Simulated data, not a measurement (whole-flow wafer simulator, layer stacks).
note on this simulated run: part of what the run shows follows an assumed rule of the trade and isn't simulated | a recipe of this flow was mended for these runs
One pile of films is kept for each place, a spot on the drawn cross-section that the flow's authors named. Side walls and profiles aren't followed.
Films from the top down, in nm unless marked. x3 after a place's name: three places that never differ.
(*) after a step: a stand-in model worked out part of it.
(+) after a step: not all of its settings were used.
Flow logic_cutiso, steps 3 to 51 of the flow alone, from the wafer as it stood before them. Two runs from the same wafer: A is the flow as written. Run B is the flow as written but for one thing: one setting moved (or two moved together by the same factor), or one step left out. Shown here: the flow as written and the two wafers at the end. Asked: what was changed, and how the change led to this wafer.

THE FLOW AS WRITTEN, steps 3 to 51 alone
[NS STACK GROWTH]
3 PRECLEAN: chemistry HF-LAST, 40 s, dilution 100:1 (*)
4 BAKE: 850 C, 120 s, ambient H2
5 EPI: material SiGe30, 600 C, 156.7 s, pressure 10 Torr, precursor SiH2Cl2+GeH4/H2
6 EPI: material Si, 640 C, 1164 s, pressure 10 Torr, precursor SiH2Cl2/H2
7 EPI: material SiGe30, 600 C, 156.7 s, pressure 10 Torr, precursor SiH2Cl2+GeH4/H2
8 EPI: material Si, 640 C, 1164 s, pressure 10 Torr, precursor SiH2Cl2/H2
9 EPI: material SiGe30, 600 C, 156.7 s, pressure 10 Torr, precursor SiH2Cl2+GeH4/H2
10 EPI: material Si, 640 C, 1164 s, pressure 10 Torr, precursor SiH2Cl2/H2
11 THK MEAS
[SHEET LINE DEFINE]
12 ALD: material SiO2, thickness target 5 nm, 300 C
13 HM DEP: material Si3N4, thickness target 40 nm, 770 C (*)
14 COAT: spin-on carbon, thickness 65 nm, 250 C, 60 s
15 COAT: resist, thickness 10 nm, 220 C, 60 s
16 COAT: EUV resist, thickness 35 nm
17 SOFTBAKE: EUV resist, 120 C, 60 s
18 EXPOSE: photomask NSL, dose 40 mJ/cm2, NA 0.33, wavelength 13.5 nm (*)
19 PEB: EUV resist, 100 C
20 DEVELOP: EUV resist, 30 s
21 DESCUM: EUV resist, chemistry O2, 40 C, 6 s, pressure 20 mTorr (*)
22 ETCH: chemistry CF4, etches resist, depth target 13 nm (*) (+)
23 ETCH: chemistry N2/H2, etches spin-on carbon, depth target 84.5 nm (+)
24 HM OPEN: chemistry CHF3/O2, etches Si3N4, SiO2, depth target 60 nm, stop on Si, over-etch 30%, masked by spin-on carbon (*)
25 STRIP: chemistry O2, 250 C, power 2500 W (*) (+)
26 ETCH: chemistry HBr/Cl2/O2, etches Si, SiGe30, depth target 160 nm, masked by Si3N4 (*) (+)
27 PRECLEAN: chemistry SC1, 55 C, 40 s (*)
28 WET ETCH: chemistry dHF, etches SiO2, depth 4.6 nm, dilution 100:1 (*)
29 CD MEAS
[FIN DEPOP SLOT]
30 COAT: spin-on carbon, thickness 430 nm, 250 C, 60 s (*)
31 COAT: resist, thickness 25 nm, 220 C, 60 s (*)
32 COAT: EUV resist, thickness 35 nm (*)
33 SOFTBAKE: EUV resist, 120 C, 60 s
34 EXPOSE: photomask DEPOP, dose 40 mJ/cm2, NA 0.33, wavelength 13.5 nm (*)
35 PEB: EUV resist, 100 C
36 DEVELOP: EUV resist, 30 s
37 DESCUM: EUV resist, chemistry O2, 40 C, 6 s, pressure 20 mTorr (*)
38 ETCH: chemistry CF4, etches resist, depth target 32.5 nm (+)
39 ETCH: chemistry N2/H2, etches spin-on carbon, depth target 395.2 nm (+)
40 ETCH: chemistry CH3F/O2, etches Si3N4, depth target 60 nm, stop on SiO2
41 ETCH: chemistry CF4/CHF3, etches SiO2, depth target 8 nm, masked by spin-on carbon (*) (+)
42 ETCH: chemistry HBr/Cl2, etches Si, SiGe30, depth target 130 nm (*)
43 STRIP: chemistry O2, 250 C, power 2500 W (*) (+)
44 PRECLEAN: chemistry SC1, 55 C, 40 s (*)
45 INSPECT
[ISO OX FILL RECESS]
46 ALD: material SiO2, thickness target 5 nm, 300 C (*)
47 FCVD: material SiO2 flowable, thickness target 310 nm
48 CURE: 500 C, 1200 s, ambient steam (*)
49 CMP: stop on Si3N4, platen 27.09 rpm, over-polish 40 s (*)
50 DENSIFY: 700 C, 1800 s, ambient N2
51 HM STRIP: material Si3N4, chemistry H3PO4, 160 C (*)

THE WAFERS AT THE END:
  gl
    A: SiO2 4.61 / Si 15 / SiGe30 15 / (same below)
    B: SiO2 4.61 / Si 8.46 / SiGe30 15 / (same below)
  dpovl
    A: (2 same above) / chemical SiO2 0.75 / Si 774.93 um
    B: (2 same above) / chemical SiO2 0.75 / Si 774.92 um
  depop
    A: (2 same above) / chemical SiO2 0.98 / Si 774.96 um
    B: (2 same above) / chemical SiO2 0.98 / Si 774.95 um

The cause: step 10, EPI: 628 C was run, where the flow has 640 C.

How the change led to this, step by step:
  10 EPI: material Si, 640 C, 1164 s, pressure 10 Torr, precursor SiH2Cl2/H2
      depop, dpovl, gfld and 19 more: A Si +15 (new film) | B Si +8.46 (new film)
  26 ETCH: chemistry HBr/Cl2/O2, etches Si, SiGe30, depth target 160 nm, masked by Si3N4 (*) (+)
      dpovl, gfld, gxf, iso, isow, lnri, nsgap: A chemical SiO2 -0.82 (all of it), Si -12 (all of it), SiGe30 -15 (all of it), Si -15 (all of it), SiGe30 -15 (all of it), Si -15 (all of it), SiGe30 -15 (all of it), Si -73 | B chemical SiO2 -0.82 (all of it), Si -5.43 (all of it), SiGe30 -15 (all of it), Si -15 (all of it), SiGe30 -15 (all of it), Si -15 (all of it), SiGe30 -15 (all of it), Si -79.6
  42 ETCH: chemistry HBr/Cl2, etches Si, SiGe30, depth target 130 nm (*)
      depop: A Si -13.8 (all of it), SiGe30 -15 (all of it), Si -15 (all of it), SiGe30 -15 (all of it), Si -15 (all of it), SiGe30 -15 (all of it), Si -41.2 | B Si -7.22 (all of it), SiGe30 -15 (all of it), Si -15 (all of it), SiGe30 -15 (all of it), Si -15 (all of it), SiGe30 -15 (all of it), Si -47.8
